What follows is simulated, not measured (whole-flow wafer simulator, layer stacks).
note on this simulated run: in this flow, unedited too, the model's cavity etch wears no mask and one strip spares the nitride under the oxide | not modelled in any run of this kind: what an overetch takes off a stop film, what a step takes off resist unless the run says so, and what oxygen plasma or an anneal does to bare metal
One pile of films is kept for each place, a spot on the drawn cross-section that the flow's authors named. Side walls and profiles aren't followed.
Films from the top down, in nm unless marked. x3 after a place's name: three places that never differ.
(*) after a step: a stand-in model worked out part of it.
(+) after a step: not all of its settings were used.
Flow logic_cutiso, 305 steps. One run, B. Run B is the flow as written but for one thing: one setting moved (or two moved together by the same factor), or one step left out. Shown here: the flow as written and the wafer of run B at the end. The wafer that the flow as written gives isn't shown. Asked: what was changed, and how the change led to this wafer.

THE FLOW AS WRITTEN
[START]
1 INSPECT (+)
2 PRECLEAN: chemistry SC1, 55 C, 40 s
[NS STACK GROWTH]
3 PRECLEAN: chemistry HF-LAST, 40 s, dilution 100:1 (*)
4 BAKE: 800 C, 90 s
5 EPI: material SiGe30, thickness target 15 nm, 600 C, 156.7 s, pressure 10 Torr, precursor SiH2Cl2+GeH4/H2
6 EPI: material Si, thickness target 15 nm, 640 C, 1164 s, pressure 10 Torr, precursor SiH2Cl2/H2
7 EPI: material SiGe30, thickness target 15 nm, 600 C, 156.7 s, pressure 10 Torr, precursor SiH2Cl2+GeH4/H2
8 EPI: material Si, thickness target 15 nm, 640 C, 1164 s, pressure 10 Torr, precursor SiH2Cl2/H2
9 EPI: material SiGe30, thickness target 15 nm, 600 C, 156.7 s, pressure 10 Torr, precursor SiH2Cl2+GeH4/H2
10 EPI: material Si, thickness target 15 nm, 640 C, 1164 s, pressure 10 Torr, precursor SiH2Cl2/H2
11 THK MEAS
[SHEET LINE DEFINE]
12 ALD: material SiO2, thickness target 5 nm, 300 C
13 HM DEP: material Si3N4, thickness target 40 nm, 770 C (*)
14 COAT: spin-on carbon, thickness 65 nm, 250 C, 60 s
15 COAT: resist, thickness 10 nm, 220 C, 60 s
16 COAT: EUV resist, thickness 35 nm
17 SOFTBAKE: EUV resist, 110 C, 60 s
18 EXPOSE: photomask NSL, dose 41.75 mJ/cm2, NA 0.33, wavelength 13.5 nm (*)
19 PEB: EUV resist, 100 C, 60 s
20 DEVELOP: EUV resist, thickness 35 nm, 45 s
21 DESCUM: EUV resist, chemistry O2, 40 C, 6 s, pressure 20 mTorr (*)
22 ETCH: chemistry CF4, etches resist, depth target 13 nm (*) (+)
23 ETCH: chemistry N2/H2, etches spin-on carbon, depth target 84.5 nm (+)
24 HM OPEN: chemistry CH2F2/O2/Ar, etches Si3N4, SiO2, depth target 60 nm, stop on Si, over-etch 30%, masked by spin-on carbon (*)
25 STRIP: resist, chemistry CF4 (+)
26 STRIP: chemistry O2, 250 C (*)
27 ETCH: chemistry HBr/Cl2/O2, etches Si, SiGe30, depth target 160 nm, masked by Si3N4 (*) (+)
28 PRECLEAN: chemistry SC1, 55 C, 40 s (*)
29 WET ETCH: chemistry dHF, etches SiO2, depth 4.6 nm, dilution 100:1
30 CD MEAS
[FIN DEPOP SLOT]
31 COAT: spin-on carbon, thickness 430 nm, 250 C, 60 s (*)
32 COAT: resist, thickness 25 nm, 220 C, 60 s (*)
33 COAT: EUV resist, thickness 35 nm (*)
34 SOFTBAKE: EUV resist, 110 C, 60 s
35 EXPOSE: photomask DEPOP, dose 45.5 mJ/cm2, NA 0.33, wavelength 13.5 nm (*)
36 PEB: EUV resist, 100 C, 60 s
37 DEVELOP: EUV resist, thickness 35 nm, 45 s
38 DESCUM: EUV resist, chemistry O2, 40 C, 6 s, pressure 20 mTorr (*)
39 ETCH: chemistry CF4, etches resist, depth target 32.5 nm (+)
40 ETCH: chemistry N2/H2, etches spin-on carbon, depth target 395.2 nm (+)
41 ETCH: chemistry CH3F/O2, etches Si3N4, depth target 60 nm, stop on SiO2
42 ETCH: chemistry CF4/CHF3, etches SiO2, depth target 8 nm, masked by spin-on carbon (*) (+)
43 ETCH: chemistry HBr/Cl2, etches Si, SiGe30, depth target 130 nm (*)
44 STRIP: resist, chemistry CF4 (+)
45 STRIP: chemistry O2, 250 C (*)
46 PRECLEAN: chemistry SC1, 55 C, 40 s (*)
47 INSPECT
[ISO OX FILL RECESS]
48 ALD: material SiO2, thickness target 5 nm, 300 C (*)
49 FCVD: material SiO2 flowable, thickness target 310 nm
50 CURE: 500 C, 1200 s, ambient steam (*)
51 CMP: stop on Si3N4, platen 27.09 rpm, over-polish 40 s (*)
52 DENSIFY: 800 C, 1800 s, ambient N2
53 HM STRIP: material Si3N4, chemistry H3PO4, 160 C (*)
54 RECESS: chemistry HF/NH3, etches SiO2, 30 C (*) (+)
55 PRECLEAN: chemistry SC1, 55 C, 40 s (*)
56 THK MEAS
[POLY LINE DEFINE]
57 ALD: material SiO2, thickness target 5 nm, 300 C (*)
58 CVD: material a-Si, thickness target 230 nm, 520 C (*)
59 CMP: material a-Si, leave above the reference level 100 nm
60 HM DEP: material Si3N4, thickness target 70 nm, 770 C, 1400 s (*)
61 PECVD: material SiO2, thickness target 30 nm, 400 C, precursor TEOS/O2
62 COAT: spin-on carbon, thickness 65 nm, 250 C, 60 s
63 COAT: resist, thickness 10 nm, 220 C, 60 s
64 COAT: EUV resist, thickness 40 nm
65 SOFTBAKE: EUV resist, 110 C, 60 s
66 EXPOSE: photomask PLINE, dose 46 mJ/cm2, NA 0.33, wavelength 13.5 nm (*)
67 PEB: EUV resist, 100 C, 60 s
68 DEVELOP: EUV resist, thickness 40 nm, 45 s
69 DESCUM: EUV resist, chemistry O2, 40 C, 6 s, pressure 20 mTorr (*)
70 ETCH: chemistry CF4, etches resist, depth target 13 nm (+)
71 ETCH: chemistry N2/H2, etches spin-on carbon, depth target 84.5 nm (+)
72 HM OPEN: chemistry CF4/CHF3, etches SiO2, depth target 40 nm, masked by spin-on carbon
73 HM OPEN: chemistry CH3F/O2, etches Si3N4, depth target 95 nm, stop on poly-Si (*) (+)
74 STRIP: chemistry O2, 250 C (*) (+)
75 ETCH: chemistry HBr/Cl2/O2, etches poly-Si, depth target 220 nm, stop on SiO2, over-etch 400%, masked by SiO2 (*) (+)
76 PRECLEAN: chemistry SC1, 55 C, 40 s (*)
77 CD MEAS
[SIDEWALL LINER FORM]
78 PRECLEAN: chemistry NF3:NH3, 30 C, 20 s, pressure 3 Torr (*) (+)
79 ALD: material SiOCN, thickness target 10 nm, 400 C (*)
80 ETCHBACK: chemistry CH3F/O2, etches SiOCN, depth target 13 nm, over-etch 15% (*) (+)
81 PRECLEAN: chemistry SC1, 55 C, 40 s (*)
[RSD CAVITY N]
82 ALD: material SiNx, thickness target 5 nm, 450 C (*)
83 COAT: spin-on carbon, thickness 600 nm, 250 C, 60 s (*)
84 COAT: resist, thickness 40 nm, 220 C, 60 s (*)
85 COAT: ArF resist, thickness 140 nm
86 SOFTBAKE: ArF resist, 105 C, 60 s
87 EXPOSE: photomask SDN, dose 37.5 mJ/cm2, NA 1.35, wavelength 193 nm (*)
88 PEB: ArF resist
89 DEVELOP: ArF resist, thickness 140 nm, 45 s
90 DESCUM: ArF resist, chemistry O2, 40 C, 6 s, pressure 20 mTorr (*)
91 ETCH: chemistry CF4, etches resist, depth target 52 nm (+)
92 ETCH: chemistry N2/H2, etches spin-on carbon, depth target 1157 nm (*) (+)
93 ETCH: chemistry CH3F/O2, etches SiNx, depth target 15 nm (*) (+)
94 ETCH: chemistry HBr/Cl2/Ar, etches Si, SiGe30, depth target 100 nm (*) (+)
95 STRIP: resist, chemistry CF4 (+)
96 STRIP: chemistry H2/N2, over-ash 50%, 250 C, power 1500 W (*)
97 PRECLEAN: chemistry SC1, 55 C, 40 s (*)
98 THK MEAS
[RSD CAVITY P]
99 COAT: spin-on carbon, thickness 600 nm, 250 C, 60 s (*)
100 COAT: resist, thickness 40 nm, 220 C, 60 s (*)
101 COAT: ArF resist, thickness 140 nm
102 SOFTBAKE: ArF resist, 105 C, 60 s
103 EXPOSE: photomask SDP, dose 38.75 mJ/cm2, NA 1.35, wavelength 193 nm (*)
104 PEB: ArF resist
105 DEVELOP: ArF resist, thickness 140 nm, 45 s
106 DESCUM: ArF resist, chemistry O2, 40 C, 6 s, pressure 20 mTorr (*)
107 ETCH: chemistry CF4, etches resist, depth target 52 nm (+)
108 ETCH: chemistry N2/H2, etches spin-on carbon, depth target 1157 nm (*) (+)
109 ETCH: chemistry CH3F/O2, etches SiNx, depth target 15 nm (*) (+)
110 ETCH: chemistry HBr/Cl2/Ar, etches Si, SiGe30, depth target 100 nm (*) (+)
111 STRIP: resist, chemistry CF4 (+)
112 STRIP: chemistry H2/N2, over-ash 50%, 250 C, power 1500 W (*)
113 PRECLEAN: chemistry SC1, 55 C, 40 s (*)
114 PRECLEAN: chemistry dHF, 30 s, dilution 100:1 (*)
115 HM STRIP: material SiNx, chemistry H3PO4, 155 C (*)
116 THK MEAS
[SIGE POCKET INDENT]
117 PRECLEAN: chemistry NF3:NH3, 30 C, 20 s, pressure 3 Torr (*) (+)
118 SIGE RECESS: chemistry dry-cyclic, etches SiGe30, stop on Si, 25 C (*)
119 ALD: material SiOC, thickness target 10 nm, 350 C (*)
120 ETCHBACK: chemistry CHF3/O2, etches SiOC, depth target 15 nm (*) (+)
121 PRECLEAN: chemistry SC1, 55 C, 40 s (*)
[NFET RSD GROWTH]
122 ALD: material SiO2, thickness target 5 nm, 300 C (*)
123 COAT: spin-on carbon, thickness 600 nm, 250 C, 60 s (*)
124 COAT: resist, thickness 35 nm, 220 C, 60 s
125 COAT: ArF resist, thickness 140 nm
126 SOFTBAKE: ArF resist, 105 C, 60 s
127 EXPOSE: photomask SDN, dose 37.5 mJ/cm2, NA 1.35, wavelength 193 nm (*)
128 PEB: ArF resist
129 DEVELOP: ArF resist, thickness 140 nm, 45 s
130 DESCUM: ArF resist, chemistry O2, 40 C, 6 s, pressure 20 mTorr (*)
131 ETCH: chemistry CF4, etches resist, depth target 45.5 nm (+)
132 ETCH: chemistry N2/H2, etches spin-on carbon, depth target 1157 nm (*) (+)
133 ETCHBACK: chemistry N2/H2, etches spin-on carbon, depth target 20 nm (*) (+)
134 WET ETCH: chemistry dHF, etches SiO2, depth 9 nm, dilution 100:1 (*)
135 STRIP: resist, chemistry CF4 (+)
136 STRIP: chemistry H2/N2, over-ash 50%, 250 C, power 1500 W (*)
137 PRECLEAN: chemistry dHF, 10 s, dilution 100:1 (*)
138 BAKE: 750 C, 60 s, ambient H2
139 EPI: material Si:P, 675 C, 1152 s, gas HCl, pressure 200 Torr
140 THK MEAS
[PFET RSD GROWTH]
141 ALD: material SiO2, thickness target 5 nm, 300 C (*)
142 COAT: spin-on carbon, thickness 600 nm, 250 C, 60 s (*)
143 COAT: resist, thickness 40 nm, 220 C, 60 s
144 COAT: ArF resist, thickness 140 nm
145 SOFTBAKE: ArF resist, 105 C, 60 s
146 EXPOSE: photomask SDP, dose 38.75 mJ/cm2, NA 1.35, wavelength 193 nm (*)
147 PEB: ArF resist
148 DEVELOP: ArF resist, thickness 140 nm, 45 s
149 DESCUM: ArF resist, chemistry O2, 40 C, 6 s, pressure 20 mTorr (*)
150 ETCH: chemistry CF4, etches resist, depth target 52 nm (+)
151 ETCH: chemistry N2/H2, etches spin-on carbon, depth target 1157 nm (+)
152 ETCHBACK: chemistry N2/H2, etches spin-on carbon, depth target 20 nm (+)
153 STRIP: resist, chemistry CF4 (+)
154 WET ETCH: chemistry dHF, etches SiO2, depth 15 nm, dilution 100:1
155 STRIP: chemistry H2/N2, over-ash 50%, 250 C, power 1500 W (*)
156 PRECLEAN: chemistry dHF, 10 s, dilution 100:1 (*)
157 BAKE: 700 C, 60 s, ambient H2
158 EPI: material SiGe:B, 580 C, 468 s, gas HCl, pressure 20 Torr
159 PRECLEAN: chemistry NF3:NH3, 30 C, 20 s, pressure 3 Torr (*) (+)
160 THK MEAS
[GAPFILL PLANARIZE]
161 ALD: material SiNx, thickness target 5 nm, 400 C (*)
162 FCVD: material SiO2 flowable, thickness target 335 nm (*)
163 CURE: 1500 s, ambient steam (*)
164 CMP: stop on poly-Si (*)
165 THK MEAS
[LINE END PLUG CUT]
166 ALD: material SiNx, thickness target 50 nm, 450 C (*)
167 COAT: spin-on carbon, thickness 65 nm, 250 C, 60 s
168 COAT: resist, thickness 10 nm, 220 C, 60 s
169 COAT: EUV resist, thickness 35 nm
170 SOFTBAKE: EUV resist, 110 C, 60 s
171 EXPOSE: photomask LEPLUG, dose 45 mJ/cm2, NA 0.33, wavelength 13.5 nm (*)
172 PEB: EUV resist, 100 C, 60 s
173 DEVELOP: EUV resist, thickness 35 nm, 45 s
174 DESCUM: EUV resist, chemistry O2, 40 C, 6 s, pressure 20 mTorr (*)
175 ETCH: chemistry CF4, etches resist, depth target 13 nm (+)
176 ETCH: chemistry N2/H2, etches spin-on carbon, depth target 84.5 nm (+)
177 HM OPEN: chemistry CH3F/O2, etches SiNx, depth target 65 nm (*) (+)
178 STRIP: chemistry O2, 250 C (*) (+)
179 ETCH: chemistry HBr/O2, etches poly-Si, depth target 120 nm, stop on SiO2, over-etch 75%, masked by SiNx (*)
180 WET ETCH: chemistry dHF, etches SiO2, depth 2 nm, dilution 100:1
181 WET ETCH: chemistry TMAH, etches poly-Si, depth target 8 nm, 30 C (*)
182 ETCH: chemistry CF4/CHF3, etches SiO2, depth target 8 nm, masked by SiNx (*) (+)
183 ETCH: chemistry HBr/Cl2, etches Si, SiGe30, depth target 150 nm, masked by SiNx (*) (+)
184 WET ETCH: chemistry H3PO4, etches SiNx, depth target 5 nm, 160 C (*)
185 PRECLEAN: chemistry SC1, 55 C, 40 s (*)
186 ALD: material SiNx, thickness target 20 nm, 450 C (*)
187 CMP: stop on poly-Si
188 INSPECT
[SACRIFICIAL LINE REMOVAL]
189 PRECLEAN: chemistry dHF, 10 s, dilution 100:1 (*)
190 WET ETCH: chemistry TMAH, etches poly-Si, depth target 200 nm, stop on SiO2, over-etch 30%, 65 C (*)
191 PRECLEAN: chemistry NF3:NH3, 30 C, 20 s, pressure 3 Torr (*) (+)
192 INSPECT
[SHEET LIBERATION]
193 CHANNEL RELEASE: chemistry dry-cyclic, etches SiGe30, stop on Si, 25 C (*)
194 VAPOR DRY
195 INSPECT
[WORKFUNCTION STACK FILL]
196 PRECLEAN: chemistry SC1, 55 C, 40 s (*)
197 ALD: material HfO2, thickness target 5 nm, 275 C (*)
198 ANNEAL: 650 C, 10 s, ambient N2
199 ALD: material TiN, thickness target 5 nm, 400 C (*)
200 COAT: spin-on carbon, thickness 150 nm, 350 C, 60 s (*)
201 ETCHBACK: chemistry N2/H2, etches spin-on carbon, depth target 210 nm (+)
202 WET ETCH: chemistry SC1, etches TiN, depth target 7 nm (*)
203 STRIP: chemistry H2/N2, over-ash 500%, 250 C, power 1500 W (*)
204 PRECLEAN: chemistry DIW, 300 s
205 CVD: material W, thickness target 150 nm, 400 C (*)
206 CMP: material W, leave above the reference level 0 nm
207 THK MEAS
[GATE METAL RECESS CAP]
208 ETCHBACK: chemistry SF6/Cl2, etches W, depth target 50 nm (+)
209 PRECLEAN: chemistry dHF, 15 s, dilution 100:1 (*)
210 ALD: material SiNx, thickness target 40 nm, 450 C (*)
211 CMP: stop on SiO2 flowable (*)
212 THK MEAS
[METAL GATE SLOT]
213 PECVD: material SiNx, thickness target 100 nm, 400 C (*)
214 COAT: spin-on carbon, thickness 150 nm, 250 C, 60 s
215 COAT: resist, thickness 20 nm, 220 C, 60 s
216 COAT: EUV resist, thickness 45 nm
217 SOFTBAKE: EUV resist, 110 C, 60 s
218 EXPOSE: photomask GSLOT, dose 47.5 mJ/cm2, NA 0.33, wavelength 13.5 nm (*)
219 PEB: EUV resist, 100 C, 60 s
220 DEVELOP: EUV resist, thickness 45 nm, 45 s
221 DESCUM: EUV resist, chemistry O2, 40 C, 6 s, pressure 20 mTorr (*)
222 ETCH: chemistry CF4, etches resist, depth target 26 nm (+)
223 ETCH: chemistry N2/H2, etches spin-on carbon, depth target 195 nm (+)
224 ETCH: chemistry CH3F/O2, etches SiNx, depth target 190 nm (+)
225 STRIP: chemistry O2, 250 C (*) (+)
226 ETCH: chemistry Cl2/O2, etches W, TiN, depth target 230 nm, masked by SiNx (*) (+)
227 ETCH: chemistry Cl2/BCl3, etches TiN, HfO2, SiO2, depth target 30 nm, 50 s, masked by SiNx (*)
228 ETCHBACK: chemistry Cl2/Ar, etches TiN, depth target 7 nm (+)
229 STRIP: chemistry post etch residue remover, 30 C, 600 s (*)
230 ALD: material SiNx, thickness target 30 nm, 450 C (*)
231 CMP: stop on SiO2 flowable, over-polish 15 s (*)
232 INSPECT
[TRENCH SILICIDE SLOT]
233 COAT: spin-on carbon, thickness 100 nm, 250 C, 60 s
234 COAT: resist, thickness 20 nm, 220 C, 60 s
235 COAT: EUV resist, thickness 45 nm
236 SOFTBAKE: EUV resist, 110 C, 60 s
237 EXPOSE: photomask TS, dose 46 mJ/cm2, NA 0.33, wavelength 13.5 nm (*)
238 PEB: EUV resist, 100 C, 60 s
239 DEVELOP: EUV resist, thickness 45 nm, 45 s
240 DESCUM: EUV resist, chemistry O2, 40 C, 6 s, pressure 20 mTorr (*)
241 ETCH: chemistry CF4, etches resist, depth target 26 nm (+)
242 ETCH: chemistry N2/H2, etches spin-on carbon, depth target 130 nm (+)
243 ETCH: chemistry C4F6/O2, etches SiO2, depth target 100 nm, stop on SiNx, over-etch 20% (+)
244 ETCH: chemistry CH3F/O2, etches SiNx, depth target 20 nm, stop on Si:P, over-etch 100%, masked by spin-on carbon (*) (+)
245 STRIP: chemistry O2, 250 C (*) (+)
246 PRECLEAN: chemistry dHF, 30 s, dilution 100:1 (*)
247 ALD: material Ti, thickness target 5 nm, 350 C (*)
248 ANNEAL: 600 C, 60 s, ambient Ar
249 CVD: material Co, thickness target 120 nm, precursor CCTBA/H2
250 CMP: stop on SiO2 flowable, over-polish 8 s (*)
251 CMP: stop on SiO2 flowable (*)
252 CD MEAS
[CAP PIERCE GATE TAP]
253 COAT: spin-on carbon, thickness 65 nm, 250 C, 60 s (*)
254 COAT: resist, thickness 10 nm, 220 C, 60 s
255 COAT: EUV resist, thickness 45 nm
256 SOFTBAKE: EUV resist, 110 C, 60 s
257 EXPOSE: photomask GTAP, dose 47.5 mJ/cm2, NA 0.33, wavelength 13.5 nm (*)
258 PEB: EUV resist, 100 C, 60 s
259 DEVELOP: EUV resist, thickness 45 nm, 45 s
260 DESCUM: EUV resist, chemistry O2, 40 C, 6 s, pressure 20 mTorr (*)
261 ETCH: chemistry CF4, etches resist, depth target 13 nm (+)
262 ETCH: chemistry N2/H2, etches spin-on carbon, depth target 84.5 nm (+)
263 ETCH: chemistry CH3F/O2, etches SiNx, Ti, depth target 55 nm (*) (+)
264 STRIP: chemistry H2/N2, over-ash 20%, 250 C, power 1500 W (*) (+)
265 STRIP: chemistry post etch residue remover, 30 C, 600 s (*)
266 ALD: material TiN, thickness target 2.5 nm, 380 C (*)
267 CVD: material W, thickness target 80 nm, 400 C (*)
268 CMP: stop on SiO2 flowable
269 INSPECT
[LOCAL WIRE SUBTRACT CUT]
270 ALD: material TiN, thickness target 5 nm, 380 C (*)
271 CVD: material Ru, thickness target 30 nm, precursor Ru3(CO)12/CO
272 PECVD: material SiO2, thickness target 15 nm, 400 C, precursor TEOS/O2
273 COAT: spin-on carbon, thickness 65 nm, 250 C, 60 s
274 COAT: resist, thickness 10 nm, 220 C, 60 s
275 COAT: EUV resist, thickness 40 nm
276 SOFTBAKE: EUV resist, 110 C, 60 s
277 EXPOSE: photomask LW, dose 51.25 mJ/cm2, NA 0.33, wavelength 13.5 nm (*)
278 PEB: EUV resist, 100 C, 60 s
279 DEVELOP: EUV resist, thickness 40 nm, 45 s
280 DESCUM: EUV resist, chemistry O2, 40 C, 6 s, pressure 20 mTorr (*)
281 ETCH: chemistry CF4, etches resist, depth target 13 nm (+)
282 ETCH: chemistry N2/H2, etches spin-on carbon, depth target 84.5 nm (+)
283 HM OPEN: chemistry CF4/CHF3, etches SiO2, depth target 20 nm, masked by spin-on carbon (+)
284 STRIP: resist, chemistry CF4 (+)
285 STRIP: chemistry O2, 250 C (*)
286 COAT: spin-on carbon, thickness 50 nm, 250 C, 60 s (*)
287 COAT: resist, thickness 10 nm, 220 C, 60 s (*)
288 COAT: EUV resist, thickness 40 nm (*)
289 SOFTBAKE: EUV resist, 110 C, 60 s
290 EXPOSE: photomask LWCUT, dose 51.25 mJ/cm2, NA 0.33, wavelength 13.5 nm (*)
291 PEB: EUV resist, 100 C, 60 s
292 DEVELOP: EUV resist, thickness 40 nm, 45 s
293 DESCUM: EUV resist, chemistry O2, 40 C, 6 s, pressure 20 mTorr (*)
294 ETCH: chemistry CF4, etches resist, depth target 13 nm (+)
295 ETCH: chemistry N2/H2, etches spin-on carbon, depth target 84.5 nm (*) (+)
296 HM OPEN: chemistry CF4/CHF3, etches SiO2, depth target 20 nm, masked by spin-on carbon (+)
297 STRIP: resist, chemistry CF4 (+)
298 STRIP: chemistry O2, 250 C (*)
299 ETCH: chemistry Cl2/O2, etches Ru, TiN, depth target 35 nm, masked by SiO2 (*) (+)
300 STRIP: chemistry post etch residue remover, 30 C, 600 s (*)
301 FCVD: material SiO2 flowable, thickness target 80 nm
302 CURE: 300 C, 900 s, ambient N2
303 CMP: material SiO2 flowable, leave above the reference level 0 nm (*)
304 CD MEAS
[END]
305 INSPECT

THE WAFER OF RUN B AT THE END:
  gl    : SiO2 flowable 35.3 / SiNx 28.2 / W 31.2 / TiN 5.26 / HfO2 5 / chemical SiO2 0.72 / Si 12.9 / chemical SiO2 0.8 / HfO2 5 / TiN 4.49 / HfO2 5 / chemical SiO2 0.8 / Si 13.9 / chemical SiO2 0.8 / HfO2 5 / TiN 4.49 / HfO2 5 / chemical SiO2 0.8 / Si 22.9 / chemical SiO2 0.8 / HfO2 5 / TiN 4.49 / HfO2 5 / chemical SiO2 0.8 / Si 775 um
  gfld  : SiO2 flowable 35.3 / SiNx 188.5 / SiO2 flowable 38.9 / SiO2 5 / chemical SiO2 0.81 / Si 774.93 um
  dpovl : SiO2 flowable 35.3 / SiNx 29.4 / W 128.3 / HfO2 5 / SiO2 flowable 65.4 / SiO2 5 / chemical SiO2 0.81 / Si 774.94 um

The cause: step 6, EPI: 1863 s was run, where the flow has 1164 s.

How the change led to this, step by step:
  6 EPI: material Si, thickness target 15 nm, 640 C, 1164 s, pressure 10 Torr, precursor SiH2Cl2/H2
      depop, dpovl, gfld and 19 more: Si +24 (new film) (as written it would be: Si +15 (new film))
  27 ETCH: chemistry HBr/Cl2/O2, etches Si, SiGe30, depth target 160 nm, masked by Si3N4 (*) (+)
      gfld, gxf, iso, lnri: chemical SiO2 -0.79 (all of it), Si -11.4 (all of it), SiGe30 -15 (all of it), Si -15 (all of it), SiGe30 -15 (all of it), Si -24 (all of it), SiGe30 -15 (all of it), Si -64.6 (as written it would be: chemical SiO2 -0.79 (all of it), Si -11.4 (all of it), SiGe30 -15 (all of it), Si -15 (all of it), SiGe30 -15 (all of it), Si -15 (all of it), SiGe30 -15 (all of it), Si -73.6)
      dpovl, nsgap: chemical SiO2 -0.79 (all of it), Si -11.8 (all of it), SiGe30 -15 (all of it), Si -15 (all of it), SiGe30 -15 (all of it), Si -24 (all of it), SiGe30 -15 (all of it), Si -64.2 (as written it would be: chemical SiO2 -0.79 (all of it), Si -11.8 (all of it), SiGe30 -15 (all of it), Si -15 (all of it), SiGe30 -15 (all of it), Si -15 (all of it), SiGe30 -15 (all of it), Si -73.2)
      (and at 1 more place)
  43 ETCH: chemistry HBr/Cl2, etches Si, SiGe30, depth target 130 nm (*)
      depop: Si -14 (all of it), SiGe30 -15 (all of it), Si -15 (all of it), SiGe30 -15 (all of it), Si -24 (all of it), SiGe30 -15 (all of it), Si -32 (as written it would be: Si -14 (all of it), SiGe30 -15 (all of it), Si -15 (all of it), SiGe30 -15 (all of it), Si -15 (all of it), SiGe30 -15 (all of it), Si -41)
  94 ETCH: chemistry HBr/Cl2/Ar, etches Si, SiGe30, depth target 100 nm (*) (+)
      rsdn, rsdx: chemical SiO2 -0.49 (all of it), Si -12.8 (all of it), SiGe30 -15 (all of it), Si -15 (all of it), SiGe30 -15 (all of it), Si -24 (all of it), SiGe30 -15 (all of it), Si -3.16 (as written it would be: chemical SiO2 -0.49 (all of it), Si -12.8 (all of it), SiGe30 -15 (all of it), Si -15 (all of it), SiGe30 -15 (all of it), Si -15 (all of it), SiGe30 -15 (all of it), Si -12.2)
  110 ETCH: chemistry HBr/Cl2/Ar, etches Si, SiGe30, depth target 100 nm (*) (+)
      rsdp, rsdw: chemical SiO2 -0.49 (all of it), Si -12.8 (all of it), SiGe30 -15 (all of it), Si -15 (all of it), SiGe30 -15 (all of it), Si -24 (all of it), SiGe30 -15 (all of it), Si -3.16 (as written it would be: chemical SiO2 -0.49 (all of it), Si -12.8 (all of it), SiGe30 -15 (all of it), Si -15 (all of it), SiGe30 -15 (all of it), Si -15 (all of it), SiGe30 -15 (all of it), Si -12.2)
  183 ETCH: chemistry HBr/Cl2, etches Si, SiGe30, depth target 150 nm, masked by SiNx (*) (+)
      plug: Si -13.6 (all of it), SiGe30 -15 (all of it), Si -15 (all of it), SiGe30 -15 (all of it), Si -24 (all of it), SiGe30 -15 (all of it), Si -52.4 (as written it would be: Si -13.6 (all of it), SiGe30 -15 (all of it), Si -15 (all of it), SiGe30 -15 (all of it), Si -15 (all of it), SiGe30 -15 (all of it), Si -61.4)
